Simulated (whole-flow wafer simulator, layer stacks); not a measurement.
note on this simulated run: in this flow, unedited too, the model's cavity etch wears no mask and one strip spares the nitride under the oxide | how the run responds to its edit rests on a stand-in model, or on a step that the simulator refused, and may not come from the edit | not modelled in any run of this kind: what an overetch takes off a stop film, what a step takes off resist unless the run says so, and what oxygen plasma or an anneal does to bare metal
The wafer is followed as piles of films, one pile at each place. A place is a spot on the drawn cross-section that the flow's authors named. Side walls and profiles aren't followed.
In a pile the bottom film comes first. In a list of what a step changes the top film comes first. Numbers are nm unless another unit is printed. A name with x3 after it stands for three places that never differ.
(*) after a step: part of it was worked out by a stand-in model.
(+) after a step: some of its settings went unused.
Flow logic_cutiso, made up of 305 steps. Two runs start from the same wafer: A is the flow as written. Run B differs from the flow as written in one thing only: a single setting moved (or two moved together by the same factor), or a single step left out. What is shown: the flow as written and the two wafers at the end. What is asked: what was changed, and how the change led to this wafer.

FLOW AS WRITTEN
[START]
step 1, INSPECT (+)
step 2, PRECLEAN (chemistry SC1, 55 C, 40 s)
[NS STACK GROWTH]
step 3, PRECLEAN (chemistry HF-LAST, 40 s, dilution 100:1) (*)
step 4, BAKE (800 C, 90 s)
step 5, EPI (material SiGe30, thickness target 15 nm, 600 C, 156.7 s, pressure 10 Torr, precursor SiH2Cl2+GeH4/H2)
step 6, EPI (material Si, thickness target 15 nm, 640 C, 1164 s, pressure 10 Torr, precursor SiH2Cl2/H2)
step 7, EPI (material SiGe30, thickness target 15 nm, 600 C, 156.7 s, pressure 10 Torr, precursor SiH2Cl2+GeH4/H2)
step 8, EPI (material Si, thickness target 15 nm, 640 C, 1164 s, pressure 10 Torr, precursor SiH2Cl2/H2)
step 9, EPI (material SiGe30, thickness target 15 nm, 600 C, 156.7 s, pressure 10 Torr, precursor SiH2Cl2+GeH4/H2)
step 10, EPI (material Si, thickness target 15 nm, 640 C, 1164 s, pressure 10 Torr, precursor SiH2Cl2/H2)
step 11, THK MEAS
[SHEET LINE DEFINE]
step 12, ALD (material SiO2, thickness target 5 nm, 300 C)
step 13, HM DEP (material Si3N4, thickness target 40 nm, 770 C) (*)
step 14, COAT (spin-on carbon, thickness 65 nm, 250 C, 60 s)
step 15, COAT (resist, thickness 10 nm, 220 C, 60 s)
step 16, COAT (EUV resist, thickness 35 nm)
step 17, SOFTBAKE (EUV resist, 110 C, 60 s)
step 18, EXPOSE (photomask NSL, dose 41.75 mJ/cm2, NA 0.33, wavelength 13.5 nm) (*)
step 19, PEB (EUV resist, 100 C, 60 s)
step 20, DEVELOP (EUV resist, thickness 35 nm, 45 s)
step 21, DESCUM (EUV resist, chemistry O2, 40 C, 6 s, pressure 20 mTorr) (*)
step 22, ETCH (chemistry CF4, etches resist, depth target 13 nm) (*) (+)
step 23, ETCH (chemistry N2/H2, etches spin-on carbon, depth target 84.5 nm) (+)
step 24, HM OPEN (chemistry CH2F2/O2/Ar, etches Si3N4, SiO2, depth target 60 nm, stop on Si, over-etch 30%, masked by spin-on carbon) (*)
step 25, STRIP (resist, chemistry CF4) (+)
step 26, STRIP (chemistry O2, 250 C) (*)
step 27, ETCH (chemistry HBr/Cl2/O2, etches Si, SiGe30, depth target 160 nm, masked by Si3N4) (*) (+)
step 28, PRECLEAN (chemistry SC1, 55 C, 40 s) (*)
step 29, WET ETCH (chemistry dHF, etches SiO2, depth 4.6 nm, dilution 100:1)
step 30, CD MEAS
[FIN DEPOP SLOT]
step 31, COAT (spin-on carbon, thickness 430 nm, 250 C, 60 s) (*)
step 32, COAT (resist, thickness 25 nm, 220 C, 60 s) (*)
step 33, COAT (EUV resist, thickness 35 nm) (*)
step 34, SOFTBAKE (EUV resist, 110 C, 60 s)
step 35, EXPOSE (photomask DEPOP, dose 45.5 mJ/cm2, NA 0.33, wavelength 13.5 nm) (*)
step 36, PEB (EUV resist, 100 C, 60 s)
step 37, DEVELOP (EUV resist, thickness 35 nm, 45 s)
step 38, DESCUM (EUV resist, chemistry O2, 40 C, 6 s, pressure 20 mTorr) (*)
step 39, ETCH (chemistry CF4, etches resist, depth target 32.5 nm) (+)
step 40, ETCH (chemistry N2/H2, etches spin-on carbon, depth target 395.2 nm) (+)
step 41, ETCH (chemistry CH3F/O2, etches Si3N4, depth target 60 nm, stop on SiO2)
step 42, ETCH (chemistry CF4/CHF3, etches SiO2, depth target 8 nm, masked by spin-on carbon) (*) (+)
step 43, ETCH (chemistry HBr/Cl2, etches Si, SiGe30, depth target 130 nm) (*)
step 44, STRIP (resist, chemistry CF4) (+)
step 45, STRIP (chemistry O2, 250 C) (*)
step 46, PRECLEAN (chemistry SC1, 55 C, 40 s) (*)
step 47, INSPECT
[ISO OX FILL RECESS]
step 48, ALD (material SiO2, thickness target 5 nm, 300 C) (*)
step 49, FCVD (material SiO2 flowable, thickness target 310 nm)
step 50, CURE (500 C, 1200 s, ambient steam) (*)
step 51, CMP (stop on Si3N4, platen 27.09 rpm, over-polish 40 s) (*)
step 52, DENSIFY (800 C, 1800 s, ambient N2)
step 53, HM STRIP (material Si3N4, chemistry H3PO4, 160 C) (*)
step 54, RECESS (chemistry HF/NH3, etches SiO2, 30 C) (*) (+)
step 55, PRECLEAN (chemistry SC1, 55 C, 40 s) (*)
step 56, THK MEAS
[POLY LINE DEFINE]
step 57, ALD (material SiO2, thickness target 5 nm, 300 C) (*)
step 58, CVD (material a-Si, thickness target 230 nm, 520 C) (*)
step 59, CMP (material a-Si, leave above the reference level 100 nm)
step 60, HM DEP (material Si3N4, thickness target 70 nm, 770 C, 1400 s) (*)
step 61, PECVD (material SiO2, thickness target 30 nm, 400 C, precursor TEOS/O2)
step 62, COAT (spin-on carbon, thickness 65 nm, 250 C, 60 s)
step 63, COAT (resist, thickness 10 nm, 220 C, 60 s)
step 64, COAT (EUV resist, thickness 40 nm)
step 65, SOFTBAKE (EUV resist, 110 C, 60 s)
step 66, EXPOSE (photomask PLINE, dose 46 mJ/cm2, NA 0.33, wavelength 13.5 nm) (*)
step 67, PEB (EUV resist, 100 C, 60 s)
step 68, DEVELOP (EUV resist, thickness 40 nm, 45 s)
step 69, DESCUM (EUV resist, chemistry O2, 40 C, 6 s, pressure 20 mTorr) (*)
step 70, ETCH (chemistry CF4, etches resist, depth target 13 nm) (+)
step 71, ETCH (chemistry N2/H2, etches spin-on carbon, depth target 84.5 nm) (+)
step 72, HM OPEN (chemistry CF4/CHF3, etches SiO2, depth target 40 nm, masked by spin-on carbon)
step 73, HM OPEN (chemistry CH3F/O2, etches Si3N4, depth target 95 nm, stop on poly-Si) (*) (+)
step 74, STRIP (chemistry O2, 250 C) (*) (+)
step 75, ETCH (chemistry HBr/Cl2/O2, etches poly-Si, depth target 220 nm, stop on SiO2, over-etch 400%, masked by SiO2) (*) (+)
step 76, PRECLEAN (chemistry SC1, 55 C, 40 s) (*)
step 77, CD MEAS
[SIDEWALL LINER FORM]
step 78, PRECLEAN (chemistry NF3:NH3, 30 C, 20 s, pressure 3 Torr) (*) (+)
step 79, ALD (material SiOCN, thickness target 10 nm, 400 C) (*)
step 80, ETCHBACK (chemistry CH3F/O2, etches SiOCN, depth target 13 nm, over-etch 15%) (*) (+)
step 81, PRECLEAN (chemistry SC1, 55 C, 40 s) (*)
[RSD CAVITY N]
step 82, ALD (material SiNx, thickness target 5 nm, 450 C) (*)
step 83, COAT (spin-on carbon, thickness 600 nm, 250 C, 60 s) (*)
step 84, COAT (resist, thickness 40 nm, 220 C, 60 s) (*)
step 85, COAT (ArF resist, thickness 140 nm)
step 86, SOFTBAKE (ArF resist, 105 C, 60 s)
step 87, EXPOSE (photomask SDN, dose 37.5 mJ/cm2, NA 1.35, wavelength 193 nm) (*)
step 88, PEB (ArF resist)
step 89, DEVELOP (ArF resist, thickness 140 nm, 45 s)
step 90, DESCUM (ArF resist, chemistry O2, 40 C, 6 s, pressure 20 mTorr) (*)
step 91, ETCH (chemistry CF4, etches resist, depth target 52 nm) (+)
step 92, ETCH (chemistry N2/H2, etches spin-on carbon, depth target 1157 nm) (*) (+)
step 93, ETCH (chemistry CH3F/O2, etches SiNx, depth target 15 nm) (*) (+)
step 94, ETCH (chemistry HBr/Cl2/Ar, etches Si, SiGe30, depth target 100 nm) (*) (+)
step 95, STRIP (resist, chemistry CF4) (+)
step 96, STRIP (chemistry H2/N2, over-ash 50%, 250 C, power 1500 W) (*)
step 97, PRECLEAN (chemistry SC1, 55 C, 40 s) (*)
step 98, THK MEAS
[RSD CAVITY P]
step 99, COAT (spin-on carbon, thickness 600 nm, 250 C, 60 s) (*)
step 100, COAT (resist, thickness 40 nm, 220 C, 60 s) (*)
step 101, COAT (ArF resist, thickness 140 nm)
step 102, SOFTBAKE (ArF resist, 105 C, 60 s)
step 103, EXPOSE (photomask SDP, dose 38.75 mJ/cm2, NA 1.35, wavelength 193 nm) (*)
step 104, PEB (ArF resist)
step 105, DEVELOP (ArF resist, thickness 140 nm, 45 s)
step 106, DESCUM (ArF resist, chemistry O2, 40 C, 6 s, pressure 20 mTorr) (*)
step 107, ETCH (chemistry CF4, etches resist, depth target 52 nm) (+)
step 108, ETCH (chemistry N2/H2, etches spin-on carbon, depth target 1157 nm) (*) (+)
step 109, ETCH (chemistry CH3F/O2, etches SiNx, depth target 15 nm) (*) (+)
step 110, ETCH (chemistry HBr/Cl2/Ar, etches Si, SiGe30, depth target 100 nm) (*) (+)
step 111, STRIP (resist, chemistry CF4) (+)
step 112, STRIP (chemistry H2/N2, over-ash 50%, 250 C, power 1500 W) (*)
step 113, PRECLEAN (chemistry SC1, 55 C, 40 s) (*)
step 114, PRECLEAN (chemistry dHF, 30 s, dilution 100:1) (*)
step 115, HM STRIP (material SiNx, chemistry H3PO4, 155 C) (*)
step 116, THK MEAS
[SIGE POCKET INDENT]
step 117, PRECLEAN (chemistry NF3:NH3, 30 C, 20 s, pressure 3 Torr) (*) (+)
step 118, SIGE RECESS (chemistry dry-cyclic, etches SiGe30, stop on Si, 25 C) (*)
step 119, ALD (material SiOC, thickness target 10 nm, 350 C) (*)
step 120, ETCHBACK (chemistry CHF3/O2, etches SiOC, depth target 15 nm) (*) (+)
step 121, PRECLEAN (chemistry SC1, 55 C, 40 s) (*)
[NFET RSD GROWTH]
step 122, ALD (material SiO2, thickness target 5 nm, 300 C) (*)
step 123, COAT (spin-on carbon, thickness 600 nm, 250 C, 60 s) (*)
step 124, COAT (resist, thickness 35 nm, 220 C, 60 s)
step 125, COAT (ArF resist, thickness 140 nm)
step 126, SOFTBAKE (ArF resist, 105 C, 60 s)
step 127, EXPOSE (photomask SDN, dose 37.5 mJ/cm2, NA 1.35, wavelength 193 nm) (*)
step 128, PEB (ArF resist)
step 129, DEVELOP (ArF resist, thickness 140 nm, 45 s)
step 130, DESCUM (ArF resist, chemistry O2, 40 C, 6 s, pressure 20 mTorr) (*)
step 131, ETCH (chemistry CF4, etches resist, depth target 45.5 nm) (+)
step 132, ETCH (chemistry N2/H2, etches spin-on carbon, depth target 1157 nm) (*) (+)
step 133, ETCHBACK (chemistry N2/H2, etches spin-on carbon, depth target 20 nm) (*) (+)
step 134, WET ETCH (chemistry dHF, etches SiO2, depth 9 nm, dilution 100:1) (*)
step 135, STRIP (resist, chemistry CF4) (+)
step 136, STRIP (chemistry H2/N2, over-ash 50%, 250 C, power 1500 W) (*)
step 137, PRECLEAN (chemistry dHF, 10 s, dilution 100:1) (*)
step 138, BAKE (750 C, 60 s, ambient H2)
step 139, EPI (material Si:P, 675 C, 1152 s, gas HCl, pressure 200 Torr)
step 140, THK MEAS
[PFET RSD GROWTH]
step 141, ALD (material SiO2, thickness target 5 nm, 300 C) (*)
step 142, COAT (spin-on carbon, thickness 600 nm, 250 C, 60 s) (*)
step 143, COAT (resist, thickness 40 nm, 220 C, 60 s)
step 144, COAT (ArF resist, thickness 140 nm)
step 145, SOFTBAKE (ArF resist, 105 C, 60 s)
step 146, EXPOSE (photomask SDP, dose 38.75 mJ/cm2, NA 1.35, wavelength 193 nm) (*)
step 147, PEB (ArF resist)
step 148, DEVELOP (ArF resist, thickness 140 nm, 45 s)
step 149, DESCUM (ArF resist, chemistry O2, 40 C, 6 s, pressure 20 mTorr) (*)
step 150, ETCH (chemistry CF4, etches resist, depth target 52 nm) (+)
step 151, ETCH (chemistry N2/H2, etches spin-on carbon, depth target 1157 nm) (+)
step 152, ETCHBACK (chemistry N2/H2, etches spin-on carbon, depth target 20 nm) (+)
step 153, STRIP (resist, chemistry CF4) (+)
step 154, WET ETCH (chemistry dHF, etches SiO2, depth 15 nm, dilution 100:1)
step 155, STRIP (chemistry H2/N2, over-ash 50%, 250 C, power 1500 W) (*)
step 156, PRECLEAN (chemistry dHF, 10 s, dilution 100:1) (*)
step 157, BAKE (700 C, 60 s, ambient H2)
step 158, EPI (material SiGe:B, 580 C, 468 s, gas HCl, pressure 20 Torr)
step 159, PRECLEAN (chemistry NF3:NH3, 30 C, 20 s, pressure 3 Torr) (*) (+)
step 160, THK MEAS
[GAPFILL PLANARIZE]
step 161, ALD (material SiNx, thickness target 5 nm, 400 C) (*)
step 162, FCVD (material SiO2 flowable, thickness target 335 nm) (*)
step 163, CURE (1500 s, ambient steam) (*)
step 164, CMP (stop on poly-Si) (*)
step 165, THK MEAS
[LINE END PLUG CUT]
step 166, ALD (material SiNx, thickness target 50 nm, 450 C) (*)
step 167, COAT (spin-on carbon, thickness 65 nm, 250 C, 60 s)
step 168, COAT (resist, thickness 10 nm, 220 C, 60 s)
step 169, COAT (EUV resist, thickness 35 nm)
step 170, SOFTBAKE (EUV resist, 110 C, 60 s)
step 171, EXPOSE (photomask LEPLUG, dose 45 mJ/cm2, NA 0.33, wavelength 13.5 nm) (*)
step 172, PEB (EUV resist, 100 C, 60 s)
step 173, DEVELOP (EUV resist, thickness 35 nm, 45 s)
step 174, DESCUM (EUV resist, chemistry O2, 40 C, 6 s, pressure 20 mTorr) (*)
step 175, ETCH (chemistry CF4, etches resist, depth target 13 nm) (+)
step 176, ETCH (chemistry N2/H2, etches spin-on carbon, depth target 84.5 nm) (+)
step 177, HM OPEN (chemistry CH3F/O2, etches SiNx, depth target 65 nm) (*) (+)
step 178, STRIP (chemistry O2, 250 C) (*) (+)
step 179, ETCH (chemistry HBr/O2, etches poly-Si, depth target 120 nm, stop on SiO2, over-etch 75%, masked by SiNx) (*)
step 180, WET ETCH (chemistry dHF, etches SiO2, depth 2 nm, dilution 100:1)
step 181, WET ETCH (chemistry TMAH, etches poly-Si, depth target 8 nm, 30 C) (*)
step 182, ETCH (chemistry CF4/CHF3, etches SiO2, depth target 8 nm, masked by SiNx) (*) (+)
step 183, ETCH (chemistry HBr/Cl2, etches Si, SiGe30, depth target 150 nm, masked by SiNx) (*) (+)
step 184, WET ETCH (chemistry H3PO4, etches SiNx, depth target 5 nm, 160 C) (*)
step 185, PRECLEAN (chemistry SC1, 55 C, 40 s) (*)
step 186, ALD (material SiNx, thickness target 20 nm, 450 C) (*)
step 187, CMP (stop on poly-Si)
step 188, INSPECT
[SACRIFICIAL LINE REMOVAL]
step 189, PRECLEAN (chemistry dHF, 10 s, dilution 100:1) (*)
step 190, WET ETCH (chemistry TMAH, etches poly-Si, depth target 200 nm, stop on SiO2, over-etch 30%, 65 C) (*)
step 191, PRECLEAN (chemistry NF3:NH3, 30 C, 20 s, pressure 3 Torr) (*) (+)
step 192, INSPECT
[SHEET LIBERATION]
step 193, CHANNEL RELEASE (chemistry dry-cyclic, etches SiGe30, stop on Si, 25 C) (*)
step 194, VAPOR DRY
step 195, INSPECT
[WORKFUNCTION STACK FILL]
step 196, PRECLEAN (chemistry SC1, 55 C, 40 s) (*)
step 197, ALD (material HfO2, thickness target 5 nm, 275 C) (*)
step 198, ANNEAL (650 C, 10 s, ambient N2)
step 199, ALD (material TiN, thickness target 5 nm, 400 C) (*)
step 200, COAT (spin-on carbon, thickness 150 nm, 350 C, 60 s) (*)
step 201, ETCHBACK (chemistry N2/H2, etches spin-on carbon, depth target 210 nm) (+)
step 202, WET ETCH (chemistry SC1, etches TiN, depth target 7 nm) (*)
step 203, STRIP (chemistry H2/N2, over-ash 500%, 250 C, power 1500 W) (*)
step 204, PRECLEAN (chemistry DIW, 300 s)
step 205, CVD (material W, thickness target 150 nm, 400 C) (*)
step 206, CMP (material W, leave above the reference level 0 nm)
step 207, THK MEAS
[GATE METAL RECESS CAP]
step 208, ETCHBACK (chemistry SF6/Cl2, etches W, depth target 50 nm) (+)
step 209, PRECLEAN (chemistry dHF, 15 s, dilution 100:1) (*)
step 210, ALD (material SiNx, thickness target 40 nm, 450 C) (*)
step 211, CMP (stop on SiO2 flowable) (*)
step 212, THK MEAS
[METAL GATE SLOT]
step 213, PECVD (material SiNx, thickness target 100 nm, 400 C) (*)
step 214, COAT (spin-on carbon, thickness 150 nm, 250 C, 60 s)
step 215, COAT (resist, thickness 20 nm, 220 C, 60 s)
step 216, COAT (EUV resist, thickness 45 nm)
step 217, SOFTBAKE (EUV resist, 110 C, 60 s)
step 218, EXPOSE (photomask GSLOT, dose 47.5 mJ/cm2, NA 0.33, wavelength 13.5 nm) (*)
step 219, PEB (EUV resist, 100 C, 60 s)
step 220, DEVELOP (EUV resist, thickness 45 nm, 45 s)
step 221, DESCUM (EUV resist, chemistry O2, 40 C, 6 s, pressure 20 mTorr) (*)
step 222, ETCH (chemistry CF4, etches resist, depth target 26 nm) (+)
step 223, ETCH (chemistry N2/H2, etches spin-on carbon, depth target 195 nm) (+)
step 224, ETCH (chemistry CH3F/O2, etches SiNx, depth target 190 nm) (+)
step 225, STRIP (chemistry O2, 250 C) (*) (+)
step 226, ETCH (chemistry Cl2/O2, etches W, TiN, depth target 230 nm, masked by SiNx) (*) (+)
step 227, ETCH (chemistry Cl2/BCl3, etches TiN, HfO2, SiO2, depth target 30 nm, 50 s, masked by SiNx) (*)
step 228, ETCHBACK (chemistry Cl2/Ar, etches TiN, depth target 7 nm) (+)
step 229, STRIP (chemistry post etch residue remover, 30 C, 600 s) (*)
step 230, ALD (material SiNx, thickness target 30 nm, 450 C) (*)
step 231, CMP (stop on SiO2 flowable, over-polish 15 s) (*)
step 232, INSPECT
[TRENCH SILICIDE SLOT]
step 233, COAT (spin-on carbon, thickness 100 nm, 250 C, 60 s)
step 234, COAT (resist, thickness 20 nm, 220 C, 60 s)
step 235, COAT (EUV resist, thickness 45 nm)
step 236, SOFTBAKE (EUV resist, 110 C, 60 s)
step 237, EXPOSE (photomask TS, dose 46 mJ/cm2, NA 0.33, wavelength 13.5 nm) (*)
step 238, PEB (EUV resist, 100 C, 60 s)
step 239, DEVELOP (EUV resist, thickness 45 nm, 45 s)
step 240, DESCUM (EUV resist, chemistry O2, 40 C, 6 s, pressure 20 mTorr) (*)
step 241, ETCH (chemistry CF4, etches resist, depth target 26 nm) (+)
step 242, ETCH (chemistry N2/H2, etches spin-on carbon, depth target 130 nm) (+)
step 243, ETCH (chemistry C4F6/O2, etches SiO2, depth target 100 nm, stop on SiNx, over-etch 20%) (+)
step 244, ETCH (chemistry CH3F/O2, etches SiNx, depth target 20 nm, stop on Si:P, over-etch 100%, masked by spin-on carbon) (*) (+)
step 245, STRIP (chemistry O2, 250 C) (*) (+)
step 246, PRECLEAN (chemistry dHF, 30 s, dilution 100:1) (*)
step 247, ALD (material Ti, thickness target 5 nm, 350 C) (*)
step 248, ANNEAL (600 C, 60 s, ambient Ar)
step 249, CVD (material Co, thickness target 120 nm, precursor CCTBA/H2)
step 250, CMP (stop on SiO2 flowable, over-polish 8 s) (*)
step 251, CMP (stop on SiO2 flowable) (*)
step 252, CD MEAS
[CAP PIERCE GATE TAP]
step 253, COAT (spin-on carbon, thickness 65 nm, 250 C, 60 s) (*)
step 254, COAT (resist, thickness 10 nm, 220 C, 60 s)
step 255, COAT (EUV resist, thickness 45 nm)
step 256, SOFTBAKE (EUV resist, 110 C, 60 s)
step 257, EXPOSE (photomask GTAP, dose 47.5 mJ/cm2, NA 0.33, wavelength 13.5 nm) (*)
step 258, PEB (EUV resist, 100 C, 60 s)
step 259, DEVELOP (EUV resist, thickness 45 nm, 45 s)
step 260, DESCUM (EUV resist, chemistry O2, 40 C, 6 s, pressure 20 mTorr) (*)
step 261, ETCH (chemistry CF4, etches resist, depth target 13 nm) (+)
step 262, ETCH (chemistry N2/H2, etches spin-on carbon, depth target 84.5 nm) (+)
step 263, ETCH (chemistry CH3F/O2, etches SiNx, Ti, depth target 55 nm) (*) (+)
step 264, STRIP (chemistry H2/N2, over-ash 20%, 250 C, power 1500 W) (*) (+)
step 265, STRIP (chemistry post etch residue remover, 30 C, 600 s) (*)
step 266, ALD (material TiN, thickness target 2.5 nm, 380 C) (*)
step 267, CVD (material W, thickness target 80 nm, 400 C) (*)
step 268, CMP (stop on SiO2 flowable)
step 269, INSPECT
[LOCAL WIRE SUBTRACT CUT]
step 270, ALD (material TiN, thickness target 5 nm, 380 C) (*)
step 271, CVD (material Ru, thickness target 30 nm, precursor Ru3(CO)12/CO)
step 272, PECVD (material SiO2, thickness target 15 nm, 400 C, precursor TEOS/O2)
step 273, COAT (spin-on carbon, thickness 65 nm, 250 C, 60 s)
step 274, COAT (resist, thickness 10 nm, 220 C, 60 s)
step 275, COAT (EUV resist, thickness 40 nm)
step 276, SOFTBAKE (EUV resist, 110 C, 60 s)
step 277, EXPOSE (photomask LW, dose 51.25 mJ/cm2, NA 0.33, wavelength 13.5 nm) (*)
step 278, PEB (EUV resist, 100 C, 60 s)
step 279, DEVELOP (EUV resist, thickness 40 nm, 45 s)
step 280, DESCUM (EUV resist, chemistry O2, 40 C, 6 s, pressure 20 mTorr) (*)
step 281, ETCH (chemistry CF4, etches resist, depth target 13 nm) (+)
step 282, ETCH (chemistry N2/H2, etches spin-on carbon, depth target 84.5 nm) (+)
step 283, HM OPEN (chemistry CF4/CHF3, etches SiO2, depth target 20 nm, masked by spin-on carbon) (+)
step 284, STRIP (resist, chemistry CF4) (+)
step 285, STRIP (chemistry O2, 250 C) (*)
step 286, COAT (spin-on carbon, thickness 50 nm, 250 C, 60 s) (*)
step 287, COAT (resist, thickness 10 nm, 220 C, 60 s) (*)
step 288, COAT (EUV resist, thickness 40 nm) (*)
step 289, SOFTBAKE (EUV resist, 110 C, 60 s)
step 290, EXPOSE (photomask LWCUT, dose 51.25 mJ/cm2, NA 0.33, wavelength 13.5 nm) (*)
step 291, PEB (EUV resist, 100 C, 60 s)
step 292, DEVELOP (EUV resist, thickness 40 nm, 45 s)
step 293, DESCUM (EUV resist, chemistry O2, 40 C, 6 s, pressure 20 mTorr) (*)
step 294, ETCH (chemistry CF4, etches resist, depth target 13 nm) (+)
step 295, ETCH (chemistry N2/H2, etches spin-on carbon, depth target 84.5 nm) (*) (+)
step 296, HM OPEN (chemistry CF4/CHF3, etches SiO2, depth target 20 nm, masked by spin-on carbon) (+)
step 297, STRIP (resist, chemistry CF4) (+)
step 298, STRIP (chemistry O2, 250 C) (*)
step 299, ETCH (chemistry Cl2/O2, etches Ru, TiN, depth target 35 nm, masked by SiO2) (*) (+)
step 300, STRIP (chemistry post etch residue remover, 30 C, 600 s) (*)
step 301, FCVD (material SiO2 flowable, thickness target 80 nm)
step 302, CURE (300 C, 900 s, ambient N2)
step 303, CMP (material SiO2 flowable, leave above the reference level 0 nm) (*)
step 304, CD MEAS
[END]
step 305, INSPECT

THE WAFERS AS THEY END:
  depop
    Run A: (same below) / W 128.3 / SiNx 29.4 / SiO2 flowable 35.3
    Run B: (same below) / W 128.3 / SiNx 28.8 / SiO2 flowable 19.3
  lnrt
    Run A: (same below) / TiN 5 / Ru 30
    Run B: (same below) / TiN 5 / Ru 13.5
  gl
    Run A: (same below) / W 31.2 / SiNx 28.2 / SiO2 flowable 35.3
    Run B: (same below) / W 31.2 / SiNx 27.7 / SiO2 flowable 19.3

Cause: step 271, CVD: thickness target 13.5 nm was run, though the flow has thickness target 30 nm.
The wafer itself shows it: lnrt has Ru 13.5, and step 271 as written asks for 30 nm.

Step by step, how the change led to this:
  step 271, CVD (material Ru, thickness target 30 nm, precursor Ru3(CO)12/CO)
      depop, dpovl, gfld and 19 more: A Ru gains 30 (new film) | B Ru gains 13.5 (new film)
  step 299, ETCH (chemistry Cl2/O2, etches Ru, TiN, depth target 35 nm, masked by SiO2) (*) (+)
      depop, dpovl, gfld and 9 more: A Ru loses 29.6 (all of it), TiN loses 5 (all of it) | B Ru loses 13.1 (all of it), TiN loses 5 (all of it), SiNx loses 0.6
      iso, rsdx: A Ru loses 29.6 (all of it), TiN loses 5 (all of it) | B Ru loses 13.1 (all of it), TiN loses 5 (all of it), SiO2 flowable loses 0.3
      (and at 4 other places as well)
  step 301, FCVD (material SiO2 flowable, thickness target 80 nm)
      gfld, gl, glp, gxf, gxn, gxp, plug: A SiO2 flowable gains 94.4 (new film) | B SiO2 flowable gains 90 (new film)
      lnrt, rsdn, rsdp, tap: A SiO2 flowable gains 45.3 (new film) | B SiO2 flowable gains 56.6 (new film)
      (and at 6 other places as well)
  step 303, CMP (material SiO2 flowable, leave above the reference level 0 nm) (*)
      gfld, gl, glp and 10 more: A SiO2 flowable loses 59.2 | B SiO2 flowable loses 70.7
      depop, dpovl, isow, ns, nsgap: A SiO2 flowable loses 44.7 | B SiO2 flowable loses 60.6
      (and at 4 other places as well)
